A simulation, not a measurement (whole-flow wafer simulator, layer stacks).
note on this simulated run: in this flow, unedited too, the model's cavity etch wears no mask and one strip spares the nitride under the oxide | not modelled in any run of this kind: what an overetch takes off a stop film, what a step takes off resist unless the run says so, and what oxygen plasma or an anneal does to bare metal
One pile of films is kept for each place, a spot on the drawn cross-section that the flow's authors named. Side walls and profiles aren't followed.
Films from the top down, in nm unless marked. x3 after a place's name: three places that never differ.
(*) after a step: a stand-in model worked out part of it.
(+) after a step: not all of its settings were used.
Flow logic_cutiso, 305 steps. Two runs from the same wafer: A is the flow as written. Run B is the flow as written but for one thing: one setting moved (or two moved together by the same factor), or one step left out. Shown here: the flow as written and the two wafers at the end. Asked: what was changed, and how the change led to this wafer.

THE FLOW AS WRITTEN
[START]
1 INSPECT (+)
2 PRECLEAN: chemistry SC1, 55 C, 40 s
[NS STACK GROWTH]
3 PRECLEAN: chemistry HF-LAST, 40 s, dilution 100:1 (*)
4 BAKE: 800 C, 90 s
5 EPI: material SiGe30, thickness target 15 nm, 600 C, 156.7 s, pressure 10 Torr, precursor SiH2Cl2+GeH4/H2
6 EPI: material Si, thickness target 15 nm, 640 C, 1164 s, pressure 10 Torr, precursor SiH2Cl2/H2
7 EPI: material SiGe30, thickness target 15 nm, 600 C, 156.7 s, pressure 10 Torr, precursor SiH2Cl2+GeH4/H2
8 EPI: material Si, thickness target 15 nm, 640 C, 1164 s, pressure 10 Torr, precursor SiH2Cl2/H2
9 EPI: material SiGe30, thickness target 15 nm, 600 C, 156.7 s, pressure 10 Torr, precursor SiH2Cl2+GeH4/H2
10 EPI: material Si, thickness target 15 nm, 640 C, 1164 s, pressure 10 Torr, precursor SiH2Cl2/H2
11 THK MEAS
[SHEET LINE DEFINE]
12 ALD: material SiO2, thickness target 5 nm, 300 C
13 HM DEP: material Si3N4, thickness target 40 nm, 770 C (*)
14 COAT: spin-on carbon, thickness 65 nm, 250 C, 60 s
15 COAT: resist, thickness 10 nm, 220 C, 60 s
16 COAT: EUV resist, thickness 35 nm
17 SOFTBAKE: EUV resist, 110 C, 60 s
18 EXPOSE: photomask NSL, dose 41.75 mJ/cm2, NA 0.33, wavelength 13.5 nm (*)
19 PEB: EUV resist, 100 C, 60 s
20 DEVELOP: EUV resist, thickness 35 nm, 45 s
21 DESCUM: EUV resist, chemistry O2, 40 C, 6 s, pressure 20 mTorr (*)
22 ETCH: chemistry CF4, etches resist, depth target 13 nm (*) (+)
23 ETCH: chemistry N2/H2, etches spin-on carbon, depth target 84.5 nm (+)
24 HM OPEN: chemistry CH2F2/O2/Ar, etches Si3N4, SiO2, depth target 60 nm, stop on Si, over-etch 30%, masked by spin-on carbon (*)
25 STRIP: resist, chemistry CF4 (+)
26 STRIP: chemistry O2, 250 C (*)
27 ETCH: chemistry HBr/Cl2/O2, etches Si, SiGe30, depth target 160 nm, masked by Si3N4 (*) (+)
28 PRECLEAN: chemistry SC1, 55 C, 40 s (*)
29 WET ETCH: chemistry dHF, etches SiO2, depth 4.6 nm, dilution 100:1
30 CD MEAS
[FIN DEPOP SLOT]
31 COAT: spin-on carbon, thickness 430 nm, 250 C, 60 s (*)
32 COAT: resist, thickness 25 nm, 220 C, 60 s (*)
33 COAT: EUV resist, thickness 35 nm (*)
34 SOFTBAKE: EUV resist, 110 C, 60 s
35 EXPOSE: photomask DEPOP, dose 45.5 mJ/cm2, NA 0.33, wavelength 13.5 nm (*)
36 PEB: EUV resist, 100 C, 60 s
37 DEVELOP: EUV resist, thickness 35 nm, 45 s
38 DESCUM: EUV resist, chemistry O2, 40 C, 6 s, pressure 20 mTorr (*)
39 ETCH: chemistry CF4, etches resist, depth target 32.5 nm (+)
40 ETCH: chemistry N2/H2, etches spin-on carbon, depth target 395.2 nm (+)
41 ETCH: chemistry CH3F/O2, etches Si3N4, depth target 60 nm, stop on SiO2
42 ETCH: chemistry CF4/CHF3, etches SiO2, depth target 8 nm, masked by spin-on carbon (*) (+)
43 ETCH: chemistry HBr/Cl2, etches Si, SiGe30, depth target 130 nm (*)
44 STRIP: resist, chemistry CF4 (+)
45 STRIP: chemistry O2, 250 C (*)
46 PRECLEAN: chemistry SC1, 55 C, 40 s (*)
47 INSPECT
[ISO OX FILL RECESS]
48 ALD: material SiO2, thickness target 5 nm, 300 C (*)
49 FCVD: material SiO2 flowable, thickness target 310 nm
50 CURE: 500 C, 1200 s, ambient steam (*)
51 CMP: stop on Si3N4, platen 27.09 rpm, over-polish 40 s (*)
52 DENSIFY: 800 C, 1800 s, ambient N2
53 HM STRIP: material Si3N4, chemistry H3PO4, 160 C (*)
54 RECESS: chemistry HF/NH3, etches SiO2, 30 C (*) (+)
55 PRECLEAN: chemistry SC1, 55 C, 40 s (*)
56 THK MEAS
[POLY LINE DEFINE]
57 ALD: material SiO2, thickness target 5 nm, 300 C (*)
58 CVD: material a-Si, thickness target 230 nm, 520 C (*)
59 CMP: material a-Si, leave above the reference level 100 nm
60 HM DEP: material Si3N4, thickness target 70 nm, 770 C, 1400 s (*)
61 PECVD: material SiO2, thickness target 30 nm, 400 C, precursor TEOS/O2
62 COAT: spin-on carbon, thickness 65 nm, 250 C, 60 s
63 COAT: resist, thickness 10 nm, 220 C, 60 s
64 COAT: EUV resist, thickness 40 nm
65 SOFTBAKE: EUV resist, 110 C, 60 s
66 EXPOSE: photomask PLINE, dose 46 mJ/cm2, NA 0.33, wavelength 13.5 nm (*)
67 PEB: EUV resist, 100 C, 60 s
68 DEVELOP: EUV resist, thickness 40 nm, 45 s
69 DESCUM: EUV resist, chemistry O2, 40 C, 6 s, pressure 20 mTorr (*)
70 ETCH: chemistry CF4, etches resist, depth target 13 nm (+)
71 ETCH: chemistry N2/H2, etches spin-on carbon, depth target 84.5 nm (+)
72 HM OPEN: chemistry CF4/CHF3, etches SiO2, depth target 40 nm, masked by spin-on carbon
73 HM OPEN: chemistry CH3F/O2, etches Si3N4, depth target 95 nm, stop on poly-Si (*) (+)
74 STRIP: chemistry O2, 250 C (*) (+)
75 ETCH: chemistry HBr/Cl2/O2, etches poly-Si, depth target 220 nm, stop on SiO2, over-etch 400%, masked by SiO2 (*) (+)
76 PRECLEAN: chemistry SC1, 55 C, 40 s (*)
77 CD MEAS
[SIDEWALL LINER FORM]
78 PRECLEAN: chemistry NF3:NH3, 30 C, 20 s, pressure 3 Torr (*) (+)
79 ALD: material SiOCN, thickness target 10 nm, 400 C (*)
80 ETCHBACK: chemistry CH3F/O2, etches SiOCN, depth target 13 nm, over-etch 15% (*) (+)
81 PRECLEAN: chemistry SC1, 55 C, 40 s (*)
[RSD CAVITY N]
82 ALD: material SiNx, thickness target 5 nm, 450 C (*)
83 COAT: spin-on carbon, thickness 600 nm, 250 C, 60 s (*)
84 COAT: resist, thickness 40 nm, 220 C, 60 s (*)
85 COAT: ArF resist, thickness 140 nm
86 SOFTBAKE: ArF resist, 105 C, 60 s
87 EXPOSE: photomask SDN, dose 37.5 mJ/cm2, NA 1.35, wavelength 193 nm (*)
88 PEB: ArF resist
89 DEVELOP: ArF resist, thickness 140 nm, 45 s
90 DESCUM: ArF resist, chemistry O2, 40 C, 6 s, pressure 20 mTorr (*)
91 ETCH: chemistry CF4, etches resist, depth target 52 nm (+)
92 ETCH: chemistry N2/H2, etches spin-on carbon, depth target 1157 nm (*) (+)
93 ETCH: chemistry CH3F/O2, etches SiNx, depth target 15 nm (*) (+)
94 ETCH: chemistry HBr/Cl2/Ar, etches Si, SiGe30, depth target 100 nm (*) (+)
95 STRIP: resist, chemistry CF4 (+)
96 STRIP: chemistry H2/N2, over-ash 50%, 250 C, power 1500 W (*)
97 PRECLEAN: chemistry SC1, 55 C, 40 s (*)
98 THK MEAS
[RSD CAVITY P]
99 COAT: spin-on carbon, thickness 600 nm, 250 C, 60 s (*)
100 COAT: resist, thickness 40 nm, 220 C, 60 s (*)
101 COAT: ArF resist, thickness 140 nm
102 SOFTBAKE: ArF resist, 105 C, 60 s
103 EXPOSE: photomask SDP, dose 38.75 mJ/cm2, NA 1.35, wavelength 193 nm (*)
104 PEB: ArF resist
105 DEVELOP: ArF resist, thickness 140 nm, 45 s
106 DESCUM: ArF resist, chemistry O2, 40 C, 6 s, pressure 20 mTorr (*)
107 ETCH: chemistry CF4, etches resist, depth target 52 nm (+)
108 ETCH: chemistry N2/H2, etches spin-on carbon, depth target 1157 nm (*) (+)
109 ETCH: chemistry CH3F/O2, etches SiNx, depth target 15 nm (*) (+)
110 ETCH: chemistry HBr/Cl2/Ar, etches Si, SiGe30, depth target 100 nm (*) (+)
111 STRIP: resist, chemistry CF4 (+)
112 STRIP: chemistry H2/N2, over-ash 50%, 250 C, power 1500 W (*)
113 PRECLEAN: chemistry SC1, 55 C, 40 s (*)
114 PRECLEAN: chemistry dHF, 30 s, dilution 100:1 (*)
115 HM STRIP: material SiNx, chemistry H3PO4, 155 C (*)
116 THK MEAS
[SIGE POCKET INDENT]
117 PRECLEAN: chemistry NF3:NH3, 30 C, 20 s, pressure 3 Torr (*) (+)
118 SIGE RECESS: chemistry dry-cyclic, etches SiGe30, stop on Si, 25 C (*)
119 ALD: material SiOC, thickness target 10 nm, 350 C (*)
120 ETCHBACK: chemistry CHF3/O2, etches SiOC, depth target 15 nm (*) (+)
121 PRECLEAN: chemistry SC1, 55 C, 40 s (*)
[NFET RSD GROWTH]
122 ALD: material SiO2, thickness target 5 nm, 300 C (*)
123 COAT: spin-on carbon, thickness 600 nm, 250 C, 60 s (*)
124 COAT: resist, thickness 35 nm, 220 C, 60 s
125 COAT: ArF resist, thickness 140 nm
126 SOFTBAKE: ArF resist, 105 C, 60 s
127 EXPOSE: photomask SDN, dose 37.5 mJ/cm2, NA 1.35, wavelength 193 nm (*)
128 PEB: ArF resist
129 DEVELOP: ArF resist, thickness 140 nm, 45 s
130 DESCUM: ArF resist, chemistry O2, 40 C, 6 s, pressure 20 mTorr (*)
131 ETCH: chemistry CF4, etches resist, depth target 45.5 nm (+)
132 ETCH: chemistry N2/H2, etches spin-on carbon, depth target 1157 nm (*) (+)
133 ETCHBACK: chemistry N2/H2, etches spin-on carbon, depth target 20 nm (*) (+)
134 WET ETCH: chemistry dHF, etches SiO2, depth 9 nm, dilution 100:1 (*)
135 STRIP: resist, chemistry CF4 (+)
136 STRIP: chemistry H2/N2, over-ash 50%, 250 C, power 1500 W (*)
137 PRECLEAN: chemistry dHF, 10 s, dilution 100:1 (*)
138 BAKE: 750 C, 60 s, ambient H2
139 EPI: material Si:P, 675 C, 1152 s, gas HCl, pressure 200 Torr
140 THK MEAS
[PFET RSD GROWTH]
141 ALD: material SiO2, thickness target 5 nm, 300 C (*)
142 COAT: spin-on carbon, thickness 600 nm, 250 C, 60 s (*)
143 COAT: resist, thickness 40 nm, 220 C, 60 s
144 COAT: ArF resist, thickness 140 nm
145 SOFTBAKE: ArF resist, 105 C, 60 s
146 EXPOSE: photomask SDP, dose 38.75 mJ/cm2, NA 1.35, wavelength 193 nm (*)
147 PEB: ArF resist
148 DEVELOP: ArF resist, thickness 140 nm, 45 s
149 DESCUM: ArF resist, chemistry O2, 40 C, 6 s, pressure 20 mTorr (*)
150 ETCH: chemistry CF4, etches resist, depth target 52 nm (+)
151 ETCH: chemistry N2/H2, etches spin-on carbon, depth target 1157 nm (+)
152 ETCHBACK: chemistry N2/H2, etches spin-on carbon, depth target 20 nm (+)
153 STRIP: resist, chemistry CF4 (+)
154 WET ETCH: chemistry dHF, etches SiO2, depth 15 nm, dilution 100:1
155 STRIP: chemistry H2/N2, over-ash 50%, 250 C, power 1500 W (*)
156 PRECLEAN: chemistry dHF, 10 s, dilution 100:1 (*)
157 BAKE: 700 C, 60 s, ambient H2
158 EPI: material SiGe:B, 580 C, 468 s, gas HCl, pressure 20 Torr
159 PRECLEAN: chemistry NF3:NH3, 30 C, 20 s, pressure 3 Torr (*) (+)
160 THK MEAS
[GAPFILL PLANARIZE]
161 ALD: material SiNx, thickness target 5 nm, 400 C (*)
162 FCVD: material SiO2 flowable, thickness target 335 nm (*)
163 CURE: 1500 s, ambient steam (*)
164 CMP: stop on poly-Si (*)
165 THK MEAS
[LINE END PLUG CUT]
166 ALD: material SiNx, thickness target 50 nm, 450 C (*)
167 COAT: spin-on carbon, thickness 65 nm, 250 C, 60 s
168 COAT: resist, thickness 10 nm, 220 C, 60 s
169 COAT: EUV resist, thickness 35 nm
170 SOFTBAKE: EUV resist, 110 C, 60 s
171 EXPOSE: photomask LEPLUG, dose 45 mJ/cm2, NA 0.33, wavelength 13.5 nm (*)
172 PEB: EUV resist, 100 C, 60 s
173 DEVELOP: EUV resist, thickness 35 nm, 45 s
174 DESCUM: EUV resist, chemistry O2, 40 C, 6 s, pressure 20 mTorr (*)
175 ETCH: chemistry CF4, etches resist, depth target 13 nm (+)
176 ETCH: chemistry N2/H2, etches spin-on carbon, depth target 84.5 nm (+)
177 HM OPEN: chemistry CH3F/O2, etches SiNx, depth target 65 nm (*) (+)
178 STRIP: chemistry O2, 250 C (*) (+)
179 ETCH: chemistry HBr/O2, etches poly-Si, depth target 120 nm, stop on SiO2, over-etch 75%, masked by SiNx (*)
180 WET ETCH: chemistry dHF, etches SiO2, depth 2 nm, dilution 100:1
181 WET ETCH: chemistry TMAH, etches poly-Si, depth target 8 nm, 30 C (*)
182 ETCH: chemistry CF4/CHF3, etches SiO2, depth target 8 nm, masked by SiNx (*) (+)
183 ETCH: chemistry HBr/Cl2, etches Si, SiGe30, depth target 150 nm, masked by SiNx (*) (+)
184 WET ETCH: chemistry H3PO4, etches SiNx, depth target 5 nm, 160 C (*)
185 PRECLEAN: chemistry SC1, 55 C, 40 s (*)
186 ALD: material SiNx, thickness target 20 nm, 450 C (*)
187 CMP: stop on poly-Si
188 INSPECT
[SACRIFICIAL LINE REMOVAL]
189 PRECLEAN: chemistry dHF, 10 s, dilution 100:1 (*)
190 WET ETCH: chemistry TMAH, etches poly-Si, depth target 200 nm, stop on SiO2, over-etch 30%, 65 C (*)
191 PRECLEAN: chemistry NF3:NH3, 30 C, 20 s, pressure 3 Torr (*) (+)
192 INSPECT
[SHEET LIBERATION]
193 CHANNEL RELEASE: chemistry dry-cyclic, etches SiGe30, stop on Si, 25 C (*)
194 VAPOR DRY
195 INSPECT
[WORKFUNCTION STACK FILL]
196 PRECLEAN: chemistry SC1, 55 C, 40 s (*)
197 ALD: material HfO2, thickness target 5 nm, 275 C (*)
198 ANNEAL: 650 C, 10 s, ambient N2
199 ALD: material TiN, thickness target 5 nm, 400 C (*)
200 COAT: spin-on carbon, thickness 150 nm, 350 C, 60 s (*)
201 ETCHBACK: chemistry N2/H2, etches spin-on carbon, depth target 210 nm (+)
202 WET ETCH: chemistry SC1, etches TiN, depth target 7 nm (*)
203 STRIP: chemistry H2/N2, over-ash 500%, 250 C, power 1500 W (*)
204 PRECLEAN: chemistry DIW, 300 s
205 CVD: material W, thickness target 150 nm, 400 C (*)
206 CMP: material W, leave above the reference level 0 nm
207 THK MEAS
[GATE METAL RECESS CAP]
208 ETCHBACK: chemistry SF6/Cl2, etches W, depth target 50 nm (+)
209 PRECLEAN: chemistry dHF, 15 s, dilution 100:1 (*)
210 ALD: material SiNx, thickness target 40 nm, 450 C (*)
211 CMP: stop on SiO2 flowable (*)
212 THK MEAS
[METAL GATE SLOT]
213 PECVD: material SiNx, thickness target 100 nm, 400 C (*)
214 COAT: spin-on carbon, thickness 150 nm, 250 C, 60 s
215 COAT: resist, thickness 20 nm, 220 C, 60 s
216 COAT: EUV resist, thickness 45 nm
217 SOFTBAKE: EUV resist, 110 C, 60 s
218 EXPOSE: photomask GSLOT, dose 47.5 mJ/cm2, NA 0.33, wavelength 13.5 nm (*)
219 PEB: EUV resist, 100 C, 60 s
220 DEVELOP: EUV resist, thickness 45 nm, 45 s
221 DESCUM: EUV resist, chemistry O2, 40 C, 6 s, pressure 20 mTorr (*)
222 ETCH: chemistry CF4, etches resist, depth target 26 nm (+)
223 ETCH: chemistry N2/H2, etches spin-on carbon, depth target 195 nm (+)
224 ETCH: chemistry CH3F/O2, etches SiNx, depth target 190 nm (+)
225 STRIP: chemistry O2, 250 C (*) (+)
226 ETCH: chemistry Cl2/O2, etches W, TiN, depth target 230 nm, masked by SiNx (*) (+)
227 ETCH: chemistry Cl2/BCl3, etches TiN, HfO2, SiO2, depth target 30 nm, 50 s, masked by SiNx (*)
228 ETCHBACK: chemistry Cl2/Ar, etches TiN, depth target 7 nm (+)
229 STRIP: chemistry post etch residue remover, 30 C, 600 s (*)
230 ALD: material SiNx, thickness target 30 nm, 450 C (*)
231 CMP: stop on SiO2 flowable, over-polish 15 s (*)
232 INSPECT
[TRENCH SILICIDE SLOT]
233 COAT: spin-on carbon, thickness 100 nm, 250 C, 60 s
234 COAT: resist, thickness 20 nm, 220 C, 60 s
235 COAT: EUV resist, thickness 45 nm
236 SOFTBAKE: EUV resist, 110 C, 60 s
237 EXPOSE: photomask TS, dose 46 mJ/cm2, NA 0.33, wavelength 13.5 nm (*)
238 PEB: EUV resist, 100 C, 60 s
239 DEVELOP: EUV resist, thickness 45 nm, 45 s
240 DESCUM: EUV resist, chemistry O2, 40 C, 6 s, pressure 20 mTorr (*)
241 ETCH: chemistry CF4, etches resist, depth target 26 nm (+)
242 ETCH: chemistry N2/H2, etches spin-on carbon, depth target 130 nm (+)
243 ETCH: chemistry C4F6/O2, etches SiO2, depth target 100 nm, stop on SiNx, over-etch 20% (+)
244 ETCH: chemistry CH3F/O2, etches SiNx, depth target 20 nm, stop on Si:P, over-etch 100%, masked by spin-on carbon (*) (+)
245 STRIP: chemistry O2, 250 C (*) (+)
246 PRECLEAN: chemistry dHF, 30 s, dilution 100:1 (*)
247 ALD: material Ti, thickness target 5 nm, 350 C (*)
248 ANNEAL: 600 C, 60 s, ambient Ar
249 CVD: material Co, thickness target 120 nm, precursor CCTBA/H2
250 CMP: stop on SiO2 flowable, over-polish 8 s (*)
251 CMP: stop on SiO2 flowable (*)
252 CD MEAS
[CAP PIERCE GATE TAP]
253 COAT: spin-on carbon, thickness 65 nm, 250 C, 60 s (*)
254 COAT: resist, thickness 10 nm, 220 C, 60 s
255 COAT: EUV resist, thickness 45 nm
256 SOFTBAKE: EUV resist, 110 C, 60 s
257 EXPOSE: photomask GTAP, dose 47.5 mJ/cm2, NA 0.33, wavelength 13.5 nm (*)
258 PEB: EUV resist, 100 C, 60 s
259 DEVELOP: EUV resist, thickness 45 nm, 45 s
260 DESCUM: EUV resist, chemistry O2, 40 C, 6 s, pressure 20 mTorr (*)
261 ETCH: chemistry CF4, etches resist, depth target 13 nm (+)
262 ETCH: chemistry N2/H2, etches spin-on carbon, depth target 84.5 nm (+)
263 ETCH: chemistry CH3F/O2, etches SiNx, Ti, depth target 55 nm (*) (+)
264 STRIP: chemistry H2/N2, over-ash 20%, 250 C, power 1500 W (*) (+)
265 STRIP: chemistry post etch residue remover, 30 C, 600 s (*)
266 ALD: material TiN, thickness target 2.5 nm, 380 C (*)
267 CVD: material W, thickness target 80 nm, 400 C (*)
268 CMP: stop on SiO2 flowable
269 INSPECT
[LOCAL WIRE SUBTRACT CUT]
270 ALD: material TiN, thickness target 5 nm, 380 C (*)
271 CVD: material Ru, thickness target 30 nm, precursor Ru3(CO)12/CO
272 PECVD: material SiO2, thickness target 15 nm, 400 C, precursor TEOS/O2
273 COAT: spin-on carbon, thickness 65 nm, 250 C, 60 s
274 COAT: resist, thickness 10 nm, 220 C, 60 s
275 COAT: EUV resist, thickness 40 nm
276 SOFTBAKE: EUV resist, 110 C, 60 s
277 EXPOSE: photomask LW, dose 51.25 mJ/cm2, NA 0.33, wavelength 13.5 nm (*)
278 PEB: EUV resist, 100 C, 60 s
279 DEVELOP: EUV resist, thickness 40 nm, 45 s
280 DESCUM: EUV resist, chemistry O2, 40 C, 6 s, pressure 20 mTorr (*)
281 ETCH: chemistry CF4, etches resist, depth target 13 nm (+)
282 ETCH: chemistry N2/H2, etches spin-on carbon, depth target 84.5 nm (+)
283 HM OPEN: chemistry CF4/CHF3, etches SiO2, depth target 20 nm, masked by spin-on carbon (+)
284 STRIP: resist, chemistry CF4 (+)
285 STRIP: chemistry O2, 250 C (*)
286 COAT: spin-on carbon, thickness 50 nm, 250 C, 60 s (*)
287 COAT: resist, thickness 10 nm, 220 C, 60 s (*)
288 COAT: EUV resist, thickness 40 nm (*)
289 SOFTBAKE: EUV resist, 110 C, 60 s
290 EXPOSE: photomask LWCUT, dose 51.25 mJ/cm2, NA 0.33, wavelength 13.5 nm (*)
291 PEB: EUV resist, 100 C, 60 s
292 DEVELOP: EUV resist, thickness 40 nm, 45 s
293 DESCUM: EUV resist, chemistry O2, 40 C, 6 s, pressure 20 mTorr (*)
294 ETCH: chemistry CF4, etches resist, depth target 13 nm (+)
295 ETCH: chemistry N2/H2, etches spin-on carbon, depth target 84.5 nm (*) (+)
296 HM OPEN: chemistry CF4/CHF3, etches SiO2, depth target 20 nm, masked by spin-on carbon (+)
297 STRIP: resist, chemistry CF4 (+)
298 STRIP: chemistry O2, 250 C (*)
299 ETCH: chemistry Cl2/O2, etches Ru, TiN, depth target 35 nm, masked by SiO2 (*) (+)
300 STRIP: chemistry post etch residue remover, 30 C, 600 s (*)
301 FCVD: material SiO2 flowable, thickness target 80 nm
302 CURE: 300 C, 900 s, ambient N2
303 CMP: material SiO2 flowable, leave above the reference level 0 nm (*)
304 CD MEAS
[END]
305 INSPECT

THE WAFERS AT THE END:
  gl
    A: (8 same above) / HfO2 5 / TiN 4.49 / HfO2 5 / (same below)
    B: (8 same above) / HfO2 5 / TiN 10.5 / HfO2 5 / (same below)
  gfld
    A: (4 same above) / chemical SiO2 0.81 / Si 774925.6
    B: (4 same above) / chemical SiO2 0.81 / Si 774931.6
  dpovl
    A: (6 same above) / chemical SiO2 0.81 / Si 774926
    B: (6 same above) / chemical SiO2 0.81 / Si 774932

The cause: step 9, EPI: thickness target 21 nm was run, where the flow has thickness target 15 nm; step 9, EPI: 219.4 s was run, where the flow has 156.7 s.

How the change led to this, step by step:
  9 EPI: material SiGe30, thickness target 15 nm, 600 C, 156.7 s, pressure 10 Torr, precursor SiH2Cl2+GeH4/H2
      depop, dpovl, gfld and 19 more: A SiGe30 +15 (new film) | B SiGe30 +21 (new film)
  27 ETCH: chemistry HBr/Cl2/O2, etches Si, SiGe30, depth target 160 nm, masked by Si3N4 (*) (+)
      gfld, gxf, iso, lnri: A chemical SiO2 -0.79 (all of it), Si -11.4 (all of it), SiGe30 -15 (all of it), Si -15 (all of it), SiGe30 -15 (all of it), Si -15 (all of it), SiGe30 -15 (all of it), Si -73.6 | B chemical SiO2 -0.79 (all of it), Si -11.4 (all of it), SiGe30 -21 (all of it), Si -15 (all of it), SiGe30 -15 (all of it), Si -15 (all of it), SiGe30 -15 (all of it), Si -67.6
      dpovl, nsgap: A chemical SiO2 -0.79 (all of it), Si -11.8 (all of it), SiGe30 -15 (all of it), Si -15 (all of it), SiGe30 -15 (all of it), Si -15 (all of it), SiGe30 -15 (all of it), Si -73.2 | B chemical SiO2 -0.79 (all of it), Si -11.8 (all of it), SiGe30 -21 (all of it), Si -15 (all of it), SiGe30 -15 (all of it), Si -15 (all of it), SiGe30 -15 (all of it), Si -67.2
      (and at 1 more place)
  43 ETCH: chemistry HBr/Cl2, etches Si, SiGe30, depth target 130 nm (*)
      depop: A Si -14 (all of it), SiGe30 -15 (all of it), Si -15 (all of it), SiGe30 -15 (all of it), Si -15 (all of it), SiGe30 -15 (all of it), Si -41 | B Si -14 (all of it), SiGe30 -21 (all of it), Si -15 (all of it), SiGe30 -15 (all of it), Si -15 (all of it), SiGe30 -15 (all of it), Si -35
  94 ETCH: chemistry HBr/Cl2/Ar, etches Si, SiGe30, depth target 100 nm (*) (+)
      rsdn, rsdx: A chemical SiO2 -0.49 (all of it), Si -12.8 (all of it), SiGe30 -15 (all of it), Si -15 (all of it), SiGe30 -15 (all of it), Si -15 (all of it), SiGe30 -15 (all of it), Si -12.2 | B chemical SiO2 -0.49 (all of it), Si -12.8 (all of it), SiGe30 -21 (all of it), Si -15 (all of it), SiGe30 -15 (all of it), Si -15 (all of it), SiGe30 -15 (all of it), Si -6.16
  110 ETCH: chemistry HBr/Cl2/Ar, etches Si, SiGe30, depth target 100 nm (*) (+)
      rsdp, rsdw: A chemical SiO2 -0.49 (all of it), Si -12.8 (all of it), SiGe30 -15 (all of it), Si -15 (all of it), SiGe30 -15 (all of it), Si -15 (all of it), SiGe30 -15 (all of it), Si -12.2 | B chemical SiO2 -0.49 (all of it), Si -12.8 (all of it), SiGe30 -21 (all of it), Si -15 (all of it), SiGe30 -15 (all of it), Si -15 (all of it), SiGe30 -15 (all of it), Si -6.16
  118 SIGE RECESS: chemistry dry-cyclic, etches SiGe30, stop on Si, 25 C (*)
      lnr, lnrp, lnrt: A SiOCN -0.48, Si -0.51, cavity +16 (new film), SiGe30 -15 (all of it), Si -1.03, cavity +16 (new film), SiGe30 -15 (all of it), Si -1.03, cavity +16 (new film), SiGe30 -15 (all of it), Si -0.51 | B SiOCN -0.48, Si -0.51, cavity +22 (new film), SiGe30 -21 (all of it), Si -1.03, cavity +16 (new film), SiGe30 -15 (all of it), Si -1.03, cavity +16 (new film), SiGe30 -15 (all of it), Si -0.51
  119 ALD: material SiOC, thickness target 10 nm, 350 C (*)
      lnr, lnrp, lnrt: A SiOC +10 (new film), SiOC +16 (new film), cavity -16 (all of it), SiOC +16 (new film), cavity -16 (all of it), SiOC +16 (new film), cavity -16 (all of it) | B SiOC +10 (new film), SiOC +22 (new film), cavity -22 (all of it), SiOC +16 (new film), cavity -16 (all of it), SiOC +16 (new film), cavity -16 (all of it)
  183 ETCH: chemistry HBr/Cl2, etches Si, SiGe30, depth target 150 nm, masked by SiNx (*) (+)
      plug: A Si -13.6 (all of it), SiGe30 -15 (all of it), Si -15 (all of it), SiGe30 -15 (all of it), Si -15 (all of it), SiGe30 -15 (all of it), Si -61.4 | B Si -13.6 (all of it), SiGe30 -21 (all of it), Si -15 (all of it), SiGe30 -15 (all of it), Si -15 (all of it), SiGe30 -15 (all of it), Si -55.4
  193 CHANNEL RELEASE: chemistry dry-cyclic, etches SiGe30, stop on Si, 25 C (*)
      gl, glp, gxn, gxp, ns, tap: A chemical SiO2 +0.8 (new film), Si -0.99, chemical SiO2 +0.8 (new film), cavity +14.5 (new film), chemical SiO2 +0.8 (new film), SiGe30 -15 (all of it), Si -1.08, chemical SiO2 +0.8 (new film), cavity +14.5 (new film), chemical SiO2 +0.8 (new film), SiGe30 -15 (all of it), Si -1.08, chemical SiO2 +0.8 (new film), cavity +14.5 (new film), chemical SiO2 +0.8 (new film), SiGe30 -15 (all of it), Si -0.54 | B chemical SiO2 +0.8 (new film), Si -0.99, chemical SiO2 +0.8 (new film), cavity +20.5 (new film), chemical SiO2 +0.8 (new film), SiGe30 -21 (all of it), Si -1.08, chemical SiO2 +0.8 (new film), cavity +14.5 (new film), chemical SiO2 +0.8 (new film), SiGe30 -15 (all of it), Si -1.08, chemical SiO2 +0.8 (new film), cavity +14.5 (new film), chemical SiO2 +0.8 (new film), SiGe30 -15 (all of it), Si -0.54
  199 ALD: material TiN, thickness target 5 nm, 400 C (*)
      gl, glp, tap: A TiN +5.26 (new film), TiN +4.49 (new film), cavity -4.49 (all of it), TiN +4.49 (new film), cavity -4.49 (all of it), TiN +4.49 (new film), cavity -4.49 (all of it) | B TiN +5.26 (new film), TiN +10.5 (new film), cavity -10.5 (all of it), TiN +4.49 (new film), cavity -4.49 (all of it), TiN +4.49 (new film), cavity -4.49 (all of it)
      gxn, gxp, ns: A TiN +5 (new film), TiN +4.49 (new film), cavity -4.49 (all of it), TiN +4.49 (new film), cavity -4.49 (all of it), TiN +4.49 (new film), cavity -4.49 (all of it) | B TiN +5 (new film), TiN +10.5 (new film), cavity -10.5 (all of it), TiN +4.49 (new film), cavity -4.49 (all of it), TiN +4.49 (new film), cavity -4.49 (all of it)
